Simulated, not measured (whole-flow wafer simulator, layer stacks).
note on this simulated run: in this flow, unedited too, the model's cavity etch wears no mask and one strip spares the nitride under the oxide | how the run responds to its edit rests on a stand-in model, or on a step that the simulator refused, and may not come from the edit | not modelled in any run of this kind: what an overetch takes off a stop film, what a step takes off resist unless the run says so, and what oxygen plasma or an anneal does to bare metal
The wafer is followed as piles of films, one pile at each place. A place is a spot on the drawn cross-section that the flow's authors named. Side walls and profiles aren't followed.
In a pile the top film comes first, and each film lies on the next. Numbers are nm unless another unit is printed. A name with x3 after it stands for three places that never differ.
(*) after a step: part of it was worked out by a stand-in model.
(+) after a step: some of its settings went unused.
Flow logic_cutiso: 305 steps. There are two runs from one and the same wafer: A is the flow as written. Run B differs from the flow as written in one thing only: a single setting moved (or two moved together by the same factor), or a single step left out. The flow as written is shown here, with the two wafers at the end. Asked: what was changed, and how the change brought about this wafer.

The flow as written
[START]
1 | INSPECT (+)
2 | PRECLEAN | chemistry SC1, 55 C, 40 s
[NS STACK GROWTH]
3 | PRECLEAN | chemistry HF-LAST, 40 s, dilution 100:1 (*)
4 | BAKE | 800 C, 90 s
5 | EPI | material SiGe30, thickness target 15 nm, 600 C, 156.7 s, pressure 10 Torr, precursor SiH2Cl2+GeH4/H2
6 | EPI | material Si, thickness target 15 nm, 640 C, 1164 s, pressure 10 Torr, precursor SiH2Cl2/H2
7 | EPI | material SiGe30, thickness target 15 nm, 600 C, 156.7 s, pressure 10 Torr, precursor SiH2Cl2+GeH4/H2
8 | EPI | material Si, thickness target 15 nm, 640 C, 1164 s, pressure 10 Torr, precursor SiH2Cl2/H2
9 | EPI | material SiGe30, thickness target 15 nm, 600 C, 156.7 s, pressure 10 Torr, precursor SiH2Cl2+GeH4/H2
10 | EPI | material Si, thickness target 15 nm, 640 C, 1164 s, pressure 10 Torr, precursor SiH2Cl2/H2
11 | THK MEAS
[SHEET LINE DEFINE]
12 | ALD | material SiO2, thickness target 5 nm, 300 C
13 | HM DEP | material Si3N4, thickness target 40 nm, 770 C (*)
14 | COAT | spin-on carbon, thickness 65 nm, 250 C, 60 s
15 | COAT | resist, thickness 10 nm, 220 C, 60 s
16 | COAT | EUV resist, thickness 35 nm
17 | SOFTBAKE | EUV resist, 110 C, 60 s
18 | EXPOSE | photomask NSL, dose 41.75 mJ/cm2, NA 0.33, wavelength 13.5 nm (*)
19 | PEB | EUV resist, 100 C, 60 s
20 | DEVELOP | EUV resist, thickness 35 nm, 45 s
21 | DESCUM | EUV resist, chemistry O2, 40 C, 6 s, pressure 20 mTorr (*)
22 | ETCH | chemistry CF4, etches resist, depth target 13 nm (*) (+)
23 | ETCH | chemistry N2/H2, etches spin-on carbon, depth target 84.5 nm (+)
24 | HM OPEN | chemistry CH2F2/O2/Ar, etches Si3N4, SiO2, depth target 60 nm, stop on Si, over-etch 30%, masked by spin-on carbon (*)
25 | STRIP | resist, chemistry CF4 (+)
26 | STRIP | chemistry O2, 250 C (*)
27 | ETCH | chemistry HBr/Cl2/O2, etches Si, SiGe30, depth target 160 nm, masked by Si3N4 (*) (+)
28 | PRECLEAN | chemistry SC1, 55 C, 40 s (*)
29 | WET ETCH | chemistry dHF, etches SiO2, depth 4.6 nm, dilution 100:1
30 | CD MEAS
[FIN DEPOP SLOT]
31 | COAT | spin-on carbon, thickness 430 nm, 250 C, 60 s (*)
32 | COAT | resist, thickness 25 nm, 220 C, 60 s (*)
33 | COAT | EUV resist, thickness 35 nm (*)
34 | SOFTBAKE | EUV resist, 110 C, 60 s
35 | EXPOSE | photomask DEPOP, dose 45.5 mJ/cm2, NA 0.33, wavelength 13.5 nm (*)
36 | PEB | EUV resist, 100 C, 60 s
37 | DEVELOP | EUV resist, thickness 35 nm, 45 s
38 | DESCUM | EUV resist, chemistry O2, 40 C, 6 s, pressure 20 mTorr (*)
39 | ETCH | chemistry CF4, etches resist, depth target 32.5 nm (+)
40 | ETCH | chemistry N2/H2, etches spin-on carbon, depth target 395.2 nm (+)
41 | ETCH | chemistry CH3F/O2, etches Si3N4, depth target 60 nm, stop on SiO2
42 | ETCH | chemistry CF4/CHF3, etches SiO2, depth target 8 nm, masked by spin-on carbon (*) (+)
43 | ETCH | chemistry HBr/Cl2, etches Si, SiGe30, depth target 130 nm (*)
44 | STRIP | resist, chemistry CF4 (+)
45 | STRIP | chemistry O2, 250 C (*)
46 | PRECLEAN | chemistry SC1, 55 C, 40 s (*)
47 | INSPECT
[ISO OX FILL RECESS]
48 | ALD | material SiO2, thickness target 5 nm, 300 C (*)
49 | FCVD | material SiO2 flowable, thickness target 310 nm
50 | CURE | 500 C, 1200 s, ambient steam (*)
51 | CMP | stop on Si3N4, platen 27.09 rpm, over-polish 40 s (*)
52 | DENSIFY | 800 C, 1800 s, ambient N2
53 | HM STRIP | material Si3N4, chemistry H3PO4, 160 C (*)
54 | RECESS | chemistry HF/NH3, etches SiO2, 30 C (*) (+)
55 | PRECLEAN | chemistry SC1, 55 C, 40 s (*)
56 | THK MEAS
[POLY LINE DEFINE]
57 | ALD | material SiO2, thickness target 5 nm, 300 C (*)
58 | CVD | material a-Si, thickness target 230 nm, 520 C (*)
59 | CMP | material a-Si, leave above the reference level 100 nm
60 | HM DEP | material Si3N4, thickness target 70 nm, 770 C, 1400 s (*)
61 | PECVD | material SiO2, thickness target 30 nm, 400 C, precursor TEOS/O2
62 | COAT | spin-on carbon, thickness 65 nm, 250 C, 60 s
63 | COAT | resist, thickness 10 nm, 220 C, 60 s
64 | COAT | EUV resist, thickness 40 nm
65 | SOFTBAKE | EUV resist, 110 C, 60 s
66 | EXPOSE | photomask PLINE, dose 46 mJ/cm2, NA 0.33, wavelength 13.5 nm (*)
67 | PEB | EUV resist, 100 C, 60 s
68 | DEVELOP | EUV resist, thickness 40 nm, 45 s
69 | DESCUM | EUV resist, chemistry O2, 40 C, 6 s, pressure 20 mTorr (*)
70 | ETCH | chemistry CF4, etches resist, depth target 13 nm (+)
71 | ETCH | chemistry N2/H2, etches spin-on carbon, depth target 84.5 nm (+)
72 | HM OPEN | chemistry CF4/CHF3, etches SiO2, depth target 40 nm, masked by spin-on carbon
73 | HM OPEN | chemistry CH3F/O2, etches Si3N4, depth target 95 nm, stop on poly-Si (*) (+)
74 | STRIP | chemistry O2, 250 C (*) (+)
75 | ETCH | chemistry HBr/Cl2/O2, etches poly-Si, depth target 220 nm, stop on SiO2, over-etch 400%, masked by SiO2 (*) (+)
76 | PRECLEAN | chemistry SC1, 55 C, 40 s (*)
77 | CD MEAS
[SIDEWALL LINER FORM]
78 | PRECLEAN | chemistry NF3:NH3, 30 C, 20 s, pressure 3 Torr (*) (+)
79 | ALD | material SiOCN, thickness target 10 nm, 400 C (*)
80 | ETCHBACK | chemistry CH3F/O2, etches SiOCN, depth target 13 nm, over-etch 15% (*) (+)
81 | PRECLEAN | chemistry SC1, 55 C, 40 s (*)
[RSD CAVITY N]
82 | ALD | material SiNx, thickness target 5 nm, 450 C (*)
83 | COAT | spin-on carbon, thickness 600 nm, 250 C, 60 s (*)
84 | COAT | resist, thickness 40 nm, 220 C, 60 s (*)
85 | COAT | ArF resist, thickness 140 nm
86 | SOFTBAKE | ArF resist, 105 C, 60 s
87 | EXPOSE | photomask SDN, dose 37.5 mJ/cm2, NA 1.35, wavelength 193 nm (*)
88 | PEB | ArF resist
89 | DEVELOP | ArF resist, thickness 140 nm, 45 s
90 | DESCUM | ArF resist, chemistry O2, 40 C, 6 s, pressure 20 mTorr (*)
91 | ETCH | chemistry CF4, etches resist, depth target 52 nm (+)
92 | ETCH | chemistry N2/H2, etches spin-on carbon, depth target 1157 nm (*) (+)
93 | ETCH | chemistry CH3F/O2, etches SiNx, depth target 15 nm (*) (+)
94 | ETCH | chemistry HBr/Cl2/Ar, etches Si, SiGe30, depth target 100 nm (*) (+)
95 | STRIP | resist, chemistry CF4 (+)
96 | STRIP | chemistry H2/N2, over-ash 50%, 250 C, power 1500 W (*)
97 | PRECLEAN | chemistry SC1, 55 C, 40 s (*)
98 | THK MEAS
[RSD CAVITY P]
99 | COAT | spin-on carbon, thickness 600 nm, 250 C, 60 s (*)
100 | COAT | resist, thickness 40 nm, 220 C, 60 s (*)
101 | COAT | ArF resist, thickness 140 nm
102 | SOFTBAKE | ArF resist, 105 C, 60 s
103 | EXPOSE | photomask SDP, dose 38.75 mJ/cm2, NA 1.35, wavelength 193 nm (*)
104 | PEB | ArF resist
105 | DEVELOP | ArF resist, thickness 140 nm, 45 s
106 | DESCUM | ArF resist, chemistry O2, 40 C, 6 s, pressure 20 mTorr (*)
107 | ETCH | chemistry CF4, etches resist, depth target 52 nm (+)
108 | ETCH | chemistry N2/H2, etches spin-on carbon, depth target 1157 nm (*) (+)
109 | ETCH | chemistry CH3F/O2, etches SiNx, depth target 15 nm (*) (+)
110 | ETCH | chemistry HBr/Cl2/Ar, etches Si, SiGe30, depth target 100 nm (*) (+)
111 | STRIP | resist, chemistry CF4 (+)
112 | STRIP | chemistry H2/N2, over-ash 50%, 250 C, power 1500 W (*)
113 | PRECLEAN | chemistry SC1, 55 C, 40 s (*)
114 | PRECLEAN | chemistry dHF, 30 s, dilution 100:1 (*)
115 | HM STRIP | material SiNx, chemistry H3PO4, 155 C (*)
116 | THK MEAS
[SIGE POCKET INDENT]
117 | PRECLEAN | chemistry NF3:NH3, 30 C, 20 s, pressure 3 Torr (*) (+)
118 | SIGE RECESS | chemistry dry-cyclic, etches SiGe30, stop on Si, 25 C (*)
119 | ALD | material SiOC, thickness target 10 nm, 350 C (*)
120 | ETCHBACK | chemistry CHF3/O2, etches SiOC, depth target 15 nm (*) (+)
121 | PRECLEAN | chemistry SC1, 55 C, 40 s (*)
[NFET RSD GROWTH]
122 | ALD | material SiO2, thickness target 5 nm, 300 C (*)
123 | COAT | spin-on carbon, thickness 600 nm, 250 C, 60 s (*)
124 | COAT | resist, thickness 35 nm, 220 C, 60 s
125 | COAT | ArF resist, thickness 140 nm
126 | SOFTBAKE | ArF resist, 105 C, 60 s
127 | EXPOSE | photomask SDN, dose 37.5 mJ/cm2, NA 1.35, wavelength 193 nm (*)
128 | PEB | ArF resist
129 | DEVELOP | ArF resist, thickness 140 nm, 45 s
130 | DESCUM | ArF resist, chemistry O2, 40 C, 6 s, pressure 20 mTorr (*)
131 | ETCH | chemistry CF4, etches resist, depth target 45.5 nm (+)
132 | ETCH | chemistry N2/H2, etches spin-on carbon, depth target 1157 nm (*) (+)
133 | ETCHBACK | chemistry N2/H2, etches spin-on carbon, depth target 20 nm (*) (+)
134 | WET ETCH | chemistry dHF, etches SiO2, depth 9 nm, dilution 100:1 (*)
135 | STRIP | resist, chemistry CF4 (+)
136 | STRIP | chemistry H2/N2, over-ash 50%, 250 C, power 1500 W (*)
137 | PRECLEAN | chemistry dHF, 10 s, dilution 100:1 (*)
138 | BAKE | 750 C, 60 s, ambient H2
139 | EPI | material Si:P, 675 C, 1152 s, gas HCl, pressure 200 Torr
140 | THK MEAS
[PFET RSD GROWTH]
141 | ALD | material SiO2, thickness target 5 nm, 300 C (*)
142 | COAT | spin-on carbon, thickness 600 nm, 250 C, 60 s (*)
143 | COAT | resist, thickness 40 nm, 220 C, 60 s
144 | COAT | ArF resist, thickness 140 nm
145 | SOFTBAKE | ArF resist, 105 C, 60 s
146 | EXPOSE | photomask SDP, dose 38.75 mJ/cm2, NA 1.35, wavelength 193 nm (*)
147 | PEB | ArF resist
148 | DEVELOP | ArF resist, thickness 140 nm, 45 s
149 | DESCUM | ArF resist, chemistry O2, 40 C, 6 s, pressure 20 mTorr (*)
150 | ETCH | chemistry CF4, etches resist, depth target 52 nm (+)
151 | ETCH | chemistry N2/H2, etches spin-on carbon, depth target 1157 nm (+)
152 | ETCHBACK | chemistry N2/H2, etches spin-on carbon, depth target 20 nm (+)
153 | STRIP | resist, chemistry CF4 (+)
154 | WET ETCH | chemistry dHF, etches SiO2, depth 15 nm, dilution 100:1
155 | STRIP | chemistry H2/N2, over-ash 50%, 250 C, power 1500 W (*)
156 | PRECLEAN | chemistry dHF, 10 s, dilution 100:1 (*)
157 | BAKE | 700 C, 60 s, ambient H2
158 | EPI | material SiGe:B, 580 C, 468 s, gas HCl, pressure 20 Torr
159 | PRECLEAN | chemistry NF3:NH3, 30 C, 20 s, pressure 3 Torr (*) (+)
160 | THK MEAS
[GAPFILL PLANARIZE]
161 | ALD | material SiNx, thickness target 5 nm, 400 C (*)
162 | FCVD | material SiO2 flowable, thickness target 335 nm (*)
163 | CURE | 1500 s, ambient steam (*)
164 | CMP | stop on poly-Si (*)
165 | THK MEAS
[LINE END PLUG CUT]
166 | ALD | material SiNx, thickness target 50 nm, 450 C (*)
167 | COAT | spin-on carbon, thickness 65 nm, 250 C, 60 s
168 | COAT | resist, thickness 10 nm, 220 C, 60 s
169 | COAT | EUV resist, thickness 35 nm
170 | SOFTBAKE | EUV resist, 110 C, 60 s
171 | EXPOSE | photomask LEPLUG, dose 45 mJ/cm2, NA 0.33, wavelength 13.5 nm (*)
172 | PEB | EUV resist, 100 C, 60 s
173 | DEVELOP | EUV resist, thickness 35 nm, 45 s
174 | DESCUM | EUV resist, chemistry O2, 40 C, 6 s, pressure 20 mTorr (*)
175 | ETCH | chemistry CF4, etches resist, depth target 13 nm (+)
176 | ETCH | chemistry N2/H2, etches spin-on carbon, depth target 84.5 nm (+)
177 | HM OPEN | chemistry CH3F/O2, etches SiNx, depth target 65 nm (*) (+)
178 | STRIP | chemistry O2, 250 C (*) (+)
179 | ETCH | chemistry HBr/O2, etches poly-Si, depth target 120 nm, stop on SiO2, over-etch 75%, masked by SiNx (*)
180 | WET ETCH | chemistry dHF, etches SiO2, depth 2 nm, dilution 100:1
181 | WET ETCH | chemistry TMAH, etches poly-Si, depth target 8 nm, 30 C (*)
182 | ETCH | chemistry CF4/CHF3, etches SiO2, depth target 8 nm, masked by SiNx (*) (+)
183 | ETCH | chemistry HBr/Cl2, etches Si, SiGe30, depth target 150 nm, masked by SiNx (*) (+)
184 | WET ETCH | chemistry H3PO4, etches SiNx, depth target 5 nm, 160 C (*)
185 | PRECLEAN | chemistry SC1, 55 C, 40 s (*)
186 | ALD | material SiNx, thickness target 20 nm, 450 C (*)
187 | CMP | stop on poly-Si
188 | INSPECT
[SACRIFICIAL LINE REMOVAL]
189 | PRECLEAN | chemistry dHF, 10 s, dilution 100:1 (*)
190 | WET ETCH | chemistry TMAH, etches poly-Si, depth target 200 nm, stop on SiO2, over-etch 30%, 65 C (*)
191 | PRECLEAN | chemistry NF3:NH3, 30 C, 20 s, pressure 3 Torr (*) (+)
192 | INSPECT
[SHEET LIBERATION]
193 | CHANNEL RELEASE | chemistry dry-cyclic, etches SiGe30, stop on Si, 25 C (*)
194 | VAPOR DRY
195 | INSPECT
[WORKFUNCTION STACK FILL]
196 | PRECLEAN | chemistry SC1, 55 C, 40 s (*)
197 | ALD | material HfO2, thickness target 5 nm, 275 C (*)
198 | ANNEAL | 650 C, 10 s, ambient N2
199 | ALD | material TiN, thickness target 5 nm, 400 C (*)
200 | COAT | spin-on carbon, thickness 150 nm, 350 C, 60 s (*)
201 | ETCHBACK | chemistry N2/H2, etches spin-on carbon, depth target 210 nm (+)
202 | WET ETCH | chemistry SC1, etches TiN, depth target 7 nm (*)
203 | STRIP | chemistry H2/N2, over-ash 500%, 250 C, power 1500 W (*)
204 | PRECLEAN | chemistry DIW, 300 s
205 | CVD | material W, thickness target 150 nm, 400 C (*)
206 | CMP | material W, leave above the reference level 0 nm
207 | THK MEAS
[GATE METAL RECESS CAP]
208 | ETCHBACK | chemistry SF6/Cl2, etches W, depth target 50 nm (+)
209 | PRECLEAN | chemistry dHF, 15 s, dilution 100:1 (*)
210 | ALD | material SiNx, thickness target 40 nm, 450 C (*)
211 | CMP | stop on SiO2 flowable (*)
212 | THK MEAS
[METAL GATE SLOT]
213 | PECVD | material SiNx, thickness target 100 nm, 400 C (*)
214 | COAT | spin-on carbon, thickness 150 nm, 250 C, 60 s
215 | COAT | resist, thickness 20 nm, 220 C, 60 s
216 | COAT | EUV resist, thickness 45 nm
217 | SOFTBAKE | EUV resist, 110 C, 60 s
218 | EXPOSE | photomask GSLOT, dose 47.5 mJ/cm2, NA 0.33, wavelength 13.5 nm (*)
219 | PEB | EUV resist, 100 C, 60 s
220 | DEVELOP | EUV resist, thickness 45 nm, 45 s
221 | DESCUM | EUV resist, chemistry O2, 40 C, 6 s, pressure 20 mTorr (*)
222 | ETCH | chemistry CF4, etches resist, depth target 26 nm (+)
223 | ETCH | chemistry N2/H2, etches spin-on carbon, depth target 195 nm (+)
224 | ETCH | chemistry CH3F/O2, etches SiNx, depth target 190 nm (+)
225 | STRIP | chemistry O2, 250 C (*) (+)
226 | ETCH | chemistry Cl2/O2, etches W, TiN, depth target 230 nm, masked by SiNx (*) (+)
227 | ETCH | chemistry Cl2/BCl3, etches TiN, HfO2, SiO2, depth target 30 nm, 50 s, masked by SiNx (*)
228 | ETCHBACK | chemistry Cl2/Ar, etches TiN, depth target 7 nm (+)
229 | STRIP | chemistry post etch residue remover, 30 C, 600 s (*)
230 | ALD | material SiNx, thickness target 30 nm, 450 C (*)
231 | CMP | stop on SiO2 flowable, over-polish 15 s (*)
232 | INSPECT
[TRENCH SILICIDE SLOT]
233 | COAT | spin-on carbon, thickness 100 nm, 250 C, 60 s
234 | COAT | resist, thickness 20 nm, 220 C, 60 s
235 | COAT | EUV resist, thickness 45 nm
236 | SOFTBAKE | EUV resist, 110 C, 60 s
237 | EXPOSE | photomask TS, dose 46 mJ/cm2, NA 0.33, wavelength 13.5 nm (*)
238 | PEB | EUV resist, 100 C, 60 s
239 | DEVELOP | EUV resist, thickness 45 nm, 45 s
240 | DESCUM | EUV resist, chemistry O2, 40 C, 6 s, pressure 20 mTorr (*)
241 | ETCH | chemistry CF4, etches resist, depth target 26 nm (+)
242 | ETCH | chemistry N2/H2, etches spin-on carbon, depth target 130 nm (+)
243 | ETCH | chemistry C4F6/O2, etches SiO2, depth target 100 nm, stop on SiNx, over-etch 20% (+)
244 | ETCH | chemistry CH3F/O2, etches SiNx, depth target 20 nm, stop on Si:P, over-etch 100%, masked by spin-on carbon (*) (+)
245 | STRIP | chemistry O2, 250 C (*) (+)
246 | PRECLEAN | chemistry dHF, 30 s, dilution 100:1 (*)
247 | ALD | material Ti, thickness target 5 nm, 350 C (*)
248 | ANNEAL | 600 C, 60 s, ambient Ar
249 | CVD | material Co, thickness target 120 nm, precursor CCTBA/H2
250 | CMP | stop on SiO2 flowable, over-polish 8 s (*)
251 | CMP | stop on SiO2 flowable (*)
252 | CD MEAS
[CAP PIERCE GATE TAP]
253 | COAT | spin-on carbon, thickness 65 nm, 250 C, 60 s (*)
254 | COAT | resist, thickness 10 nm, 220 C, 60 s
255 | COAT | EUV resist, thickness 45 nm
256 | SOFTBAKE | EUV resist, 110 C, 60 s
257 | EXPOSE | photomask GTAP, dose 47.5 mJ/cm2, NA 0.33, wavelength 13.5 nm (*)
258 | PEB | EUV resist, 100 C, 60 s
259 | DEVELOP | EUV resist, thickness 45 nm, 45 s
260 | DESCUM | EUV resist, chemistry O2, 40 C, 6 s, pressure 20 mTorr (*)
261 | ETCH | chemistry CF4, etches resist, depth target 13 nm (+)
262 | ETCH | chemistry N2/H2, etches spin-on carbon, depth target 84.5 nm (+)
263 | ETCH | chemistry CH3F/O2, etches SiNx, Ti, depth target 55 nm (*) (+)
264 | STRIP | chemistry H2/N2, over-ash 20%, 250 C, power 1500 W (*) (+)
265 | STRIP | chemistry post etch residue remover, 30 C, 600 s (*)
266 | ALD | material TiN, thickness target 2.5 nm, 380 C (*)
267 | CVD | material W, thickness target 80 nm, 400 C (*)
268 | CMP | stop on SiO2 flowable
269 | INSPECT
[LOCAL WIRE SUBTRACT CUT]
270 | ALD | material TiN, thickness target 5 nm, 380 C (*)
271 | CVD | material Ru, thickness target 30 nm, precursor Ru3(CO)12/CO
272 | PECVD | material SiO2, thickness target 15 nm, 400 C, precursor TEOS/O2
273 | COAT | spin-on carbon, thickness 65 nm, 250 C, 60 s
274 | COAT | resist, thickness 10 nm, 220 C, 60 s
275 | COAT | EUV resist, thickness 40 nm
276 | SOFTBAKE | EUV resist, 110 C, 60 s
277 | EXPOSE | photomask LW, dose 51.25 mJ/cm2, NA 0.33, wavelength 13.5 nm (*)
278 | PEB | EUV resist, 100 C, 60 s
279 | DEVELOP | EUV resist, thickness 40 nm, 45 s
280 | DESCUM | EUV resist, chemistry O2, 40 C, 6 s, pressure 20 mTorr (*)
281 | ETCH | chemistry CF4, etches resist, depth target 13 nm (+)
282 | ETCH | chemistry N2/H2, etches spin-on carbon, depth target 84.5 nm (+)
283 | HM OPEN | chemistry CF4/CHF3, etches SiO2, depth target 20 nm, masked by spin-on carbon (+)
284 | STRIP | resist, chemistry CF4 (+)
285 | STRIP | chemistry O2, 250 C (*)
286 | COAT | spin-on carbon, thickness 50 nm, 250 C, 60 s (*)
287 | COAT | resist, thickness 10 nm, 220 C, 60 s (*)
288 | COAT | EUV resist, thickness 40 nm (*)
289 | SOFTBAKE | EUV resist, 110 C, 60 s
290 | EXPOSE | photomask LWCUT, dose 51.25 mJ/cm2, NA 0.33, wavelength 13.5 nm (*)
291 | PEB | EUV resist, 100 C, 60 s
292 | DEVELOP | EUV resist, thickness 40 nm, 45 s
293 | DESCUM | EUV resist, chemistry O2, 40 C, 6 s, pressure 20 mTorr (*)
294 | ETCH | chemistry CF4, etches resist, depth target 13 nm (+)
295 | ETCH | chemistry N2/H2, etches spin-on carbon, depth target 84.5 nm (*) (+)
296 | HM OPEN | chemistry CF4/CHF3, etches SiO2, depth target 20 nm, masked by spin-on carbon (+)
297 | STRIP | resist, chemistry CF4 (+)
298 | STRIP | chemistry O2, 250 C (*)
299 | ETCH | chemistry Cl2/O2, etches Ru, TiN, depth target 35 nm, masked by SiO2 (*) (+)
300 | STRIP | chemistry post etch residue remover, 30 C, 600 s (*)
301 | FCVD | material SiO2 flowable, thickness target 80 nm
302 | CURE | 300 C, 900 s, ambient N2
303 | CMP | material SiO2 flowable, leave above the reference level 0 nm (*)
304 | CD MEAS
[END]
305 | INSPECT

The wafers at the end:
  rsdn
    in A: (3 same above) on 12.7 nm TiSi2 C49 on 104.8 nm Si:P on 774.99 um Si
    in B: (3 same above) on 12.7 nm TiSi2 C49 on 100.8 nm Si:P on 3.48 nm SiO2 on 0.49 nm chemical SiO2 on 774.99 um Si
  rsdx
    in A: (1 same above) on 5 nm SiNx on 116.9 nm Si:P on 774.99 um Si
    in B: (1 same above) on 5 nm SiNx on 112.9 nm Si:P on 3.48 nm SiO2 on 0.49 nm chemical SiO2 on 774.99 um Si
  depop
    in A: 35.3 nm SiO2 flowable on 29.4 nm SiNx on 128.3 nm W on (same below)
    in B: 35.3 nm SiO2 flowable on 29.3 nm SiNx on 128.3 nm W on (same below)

The reason: step 132, ETCH: chemistry N2/H2, etches spin-on carbon, depth target 1157 nm (*) (+), was skipped.

How this came from the change, step by step:
  133 | ETCHBACK | chemistry N2/H2, etches spin-on carbon, depth target 20 nm (*) (+)
      depop, dpovl, gfld and 12 more: A -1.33 resist | B -32.3 ArF resist
      gl, tap: A -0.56 Si3N4 | B -20 spin-on carbon
      (also at 5 further places)
  134 | WET ETCH | chemistry dHF, etches SiO2, depth 9 nm, dilution 100:1 (*)
      lnr, lnrt: A -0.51 SiOCN | B nothing
      rsdn, rsdx: A -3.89 SiO2 (all of it), -0.49 chemical SiO2 (all of it) | B nothing
  135 | STRIP | resist, chemistry CF4 (+)
      depop, dpovl, gfld and 12 more: A -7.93 resist (all of it) | B -67.6 ArF resist (all of it), -35 resist (all of it)
      lnr, lnrt: A -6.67 SiOCN | B nothing
      (also at 3 further places)
  136 | STRIP | chemistry H2/N2, over-ash 50%, 250 C, power 1500 W (*)
      gl, tap: A nothing | B -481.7 spin-on carbon (all of it)
      lnr, lnrt: A nothing | B -476.5 spin-on carbon (all of it)
      (also at 3 further places)
  137 | PRECLEAN | chemistry dHF, 10 s, dilution 100:1 (*)
      gl, gxn, tap: A -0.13 Si3N4 | B -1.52 SiO2
      lnr, lnrt: A -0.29 SiOCN | B -1.52 SiO2
      (also at 2 further places)
  139 | EPI | material Si:P, 675 C, 1152 s, gas HCl, pressure 200 Torr
      rsdn, rsdx: A +116.9 Si:P (new film) | B +112.9 Si:P (new film)
  141 | ALD | material SiO2, thickness target 5 nm, 300 C (*)
      gl, lnr, lnrt, tap: A +5 SiO2 (new film) | B +5 SiO2
      gxn: A +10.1 SiO2 (new film) | B +5 SiO2
  159 | PRECLEAN | chemistry NF3:NH3, 30 C, 20 s, pressure 3 Torr (*) (+)
      gl, tap: A -3.48 SiO2 (all of it), -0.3 Si3N4 | B -6.96 SiO2 (all of it)
      lnr, lnrt: A -3.48 SiO2 (all of it), -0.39 SiOCN | B -6.96 SiO2 (all of it), -0.27 SiOCN
  162 | FCVD | material SiO2 flowable, thickness target 335 nm (*)
      gl: A +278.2 SiO2 flowable (new film) | B +268.2 SiO2 flowable (new film)
      gxn: A +272 SiO2 flowable (new film) | B +266.3 SiO2 flowable (new film)
      (also at 1 further place)
  164 | CMP | stop on poly-Si (*)
      gl, tap: A -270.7 SiO2 flowable (all of it), -5 SiNx (all of it), -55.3 Si3N4 (all of it) | B -260.8 SiO2 flowable (all of it), -5 SiNx (all of it), -69.4 Si3N4 (all of it)
      lnr, lnrt: A -260.9 SiO2 flowable (all of it), -5 SiNx (all of it), -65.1 SiOCN | B -255.8 SiO2 flowable (all of it), -5 SiNx (all of it), -74.4 SiOCN
      (also at 1 further place)
